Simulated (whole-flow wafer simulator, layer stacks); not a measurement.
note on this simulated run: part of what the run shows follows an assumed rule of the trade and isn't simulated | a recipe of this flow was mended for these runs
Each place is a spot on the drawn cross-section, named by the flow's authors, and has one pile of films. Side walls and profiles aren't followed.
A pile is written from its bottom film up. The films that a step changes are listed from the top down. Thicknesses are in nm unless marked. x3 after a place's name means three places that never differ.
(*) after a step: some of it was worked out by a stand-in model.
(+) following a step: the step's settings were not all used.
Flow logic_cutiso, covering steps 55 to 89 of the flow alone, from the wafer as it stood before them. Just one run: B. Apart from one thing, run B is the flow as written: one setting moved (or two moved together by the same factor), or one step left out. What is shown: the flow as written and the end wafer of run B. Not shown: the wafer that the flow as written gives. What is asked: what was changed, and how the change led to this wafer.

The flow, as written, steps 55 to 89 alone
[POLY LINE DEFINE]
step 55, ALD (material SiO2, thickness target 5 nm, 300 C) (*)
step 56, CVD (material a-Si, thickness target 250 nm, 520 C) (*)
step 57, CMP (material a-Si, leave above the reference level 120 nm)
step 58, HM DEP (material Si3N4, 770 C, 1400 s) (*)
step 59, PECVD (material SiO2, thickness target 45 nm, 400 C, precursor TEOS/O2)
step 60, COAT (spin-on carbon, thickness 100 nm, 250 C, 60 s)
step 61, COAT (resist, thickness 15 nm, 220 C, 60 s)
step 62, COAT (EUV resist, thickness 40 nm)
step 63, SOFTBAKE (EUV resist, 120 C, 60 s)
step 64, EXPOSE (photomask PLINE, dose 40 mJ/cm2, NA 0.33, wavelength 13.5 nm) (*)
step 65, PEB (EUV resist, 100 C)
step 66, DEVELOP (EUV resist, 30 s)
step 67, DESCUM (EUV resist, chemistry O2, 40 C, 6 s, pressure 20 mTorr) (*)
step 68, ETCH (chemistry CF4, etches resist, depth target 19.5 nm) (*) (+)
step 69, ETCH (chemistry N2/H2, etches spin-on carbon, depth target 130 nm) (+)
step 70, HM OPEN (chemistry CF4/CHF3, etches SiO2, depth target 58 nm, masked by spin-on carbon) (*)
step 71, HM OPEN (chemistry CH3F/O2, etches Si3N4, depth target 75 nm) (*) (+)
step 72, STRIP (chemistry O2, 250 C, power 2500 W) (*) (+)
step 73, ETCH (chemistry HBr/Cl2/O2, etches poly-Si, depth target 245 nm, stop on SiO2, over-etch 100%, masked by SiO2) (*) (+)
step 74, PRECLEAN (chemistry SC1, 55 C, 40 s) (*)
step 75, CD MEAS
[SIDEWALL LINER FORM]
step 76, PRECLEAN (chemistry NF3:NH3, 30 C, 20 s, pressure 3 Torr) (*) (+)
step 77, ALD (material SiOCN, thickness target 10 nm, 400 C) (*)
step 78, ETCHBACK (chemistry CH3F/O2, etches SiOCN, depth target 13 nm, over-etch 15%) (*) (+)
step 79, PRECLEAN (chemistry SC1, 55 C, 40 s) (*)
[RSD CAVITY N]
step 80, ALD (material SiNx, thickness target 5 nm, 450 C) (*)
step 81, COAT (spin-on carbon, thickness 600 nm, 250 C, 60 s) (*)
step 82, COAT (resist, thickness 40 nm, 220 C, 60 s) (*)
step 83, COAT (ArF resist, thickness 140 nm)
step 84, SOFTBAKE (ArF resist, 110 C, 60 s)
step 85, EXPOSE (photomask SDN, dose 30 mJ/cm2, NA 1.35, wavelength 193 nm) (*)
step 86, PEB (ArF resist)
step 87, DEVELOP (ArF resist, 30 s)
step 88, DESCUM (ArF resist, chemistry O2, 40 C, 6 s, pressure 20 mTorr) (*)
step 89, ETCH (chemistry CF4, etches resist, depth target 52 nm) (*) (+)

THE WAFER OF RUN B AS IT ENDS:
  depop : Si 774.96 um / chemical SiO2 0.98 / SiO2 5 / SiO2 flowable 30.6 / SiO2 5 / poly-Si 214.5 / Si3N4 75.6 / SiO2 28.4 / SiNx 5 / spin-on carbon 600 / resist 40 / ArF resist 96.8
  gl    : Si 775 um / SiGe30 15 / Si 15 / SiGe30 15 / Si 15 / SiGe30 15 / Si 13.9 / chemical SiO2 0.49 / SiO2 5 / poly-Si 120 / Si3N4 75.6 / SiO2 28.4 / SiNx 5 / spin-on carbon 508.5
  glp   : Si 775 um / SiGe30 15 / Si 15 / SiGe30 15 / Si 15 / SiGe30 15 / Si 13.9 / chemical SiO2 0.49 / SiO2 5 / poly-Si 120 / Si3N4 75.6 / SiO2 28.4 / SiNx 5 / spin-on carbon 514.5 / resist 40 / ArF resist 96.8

What caused this: step 58, HM DEP: 1512 s was run, though the flow has 1400 s.

Step by step, how the change led to this:
  step 58, HM DEP (material Si3N4, 770 C, 1400 s) (*)
      gl, glp, gxn and 11 more: +75.6 Si3N4 (new film), +120 poly-Si (new film), -120 a-Si (all of it) (it would be, as written: +70 Si3N4 (new film), +120 poly-Si (new film), -120 a-Si (all of it))
      depop, dpovl x3, gfld, gxf, iso, lnri: +75.6 Si3N4 (new film), +214.5 poly-Si (new film), -214.5 a-Si (all of it) (it would be, as written: +70 Si3N4 (new film), +214.5 poly-Si (new film), -214.5 a-Si (all of it))
  step 71, HM OPEN (chemistry CH3F/O2, etches Si3N4, depth target 75 nm) (*) (+)
      iso, lnr, lnri and 6 more: -60.8 Si3N4 (all of it), -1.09 poly-Si (it would be, as written: -55.2 Si3N4 (all of it), -1.52 poly-Si)
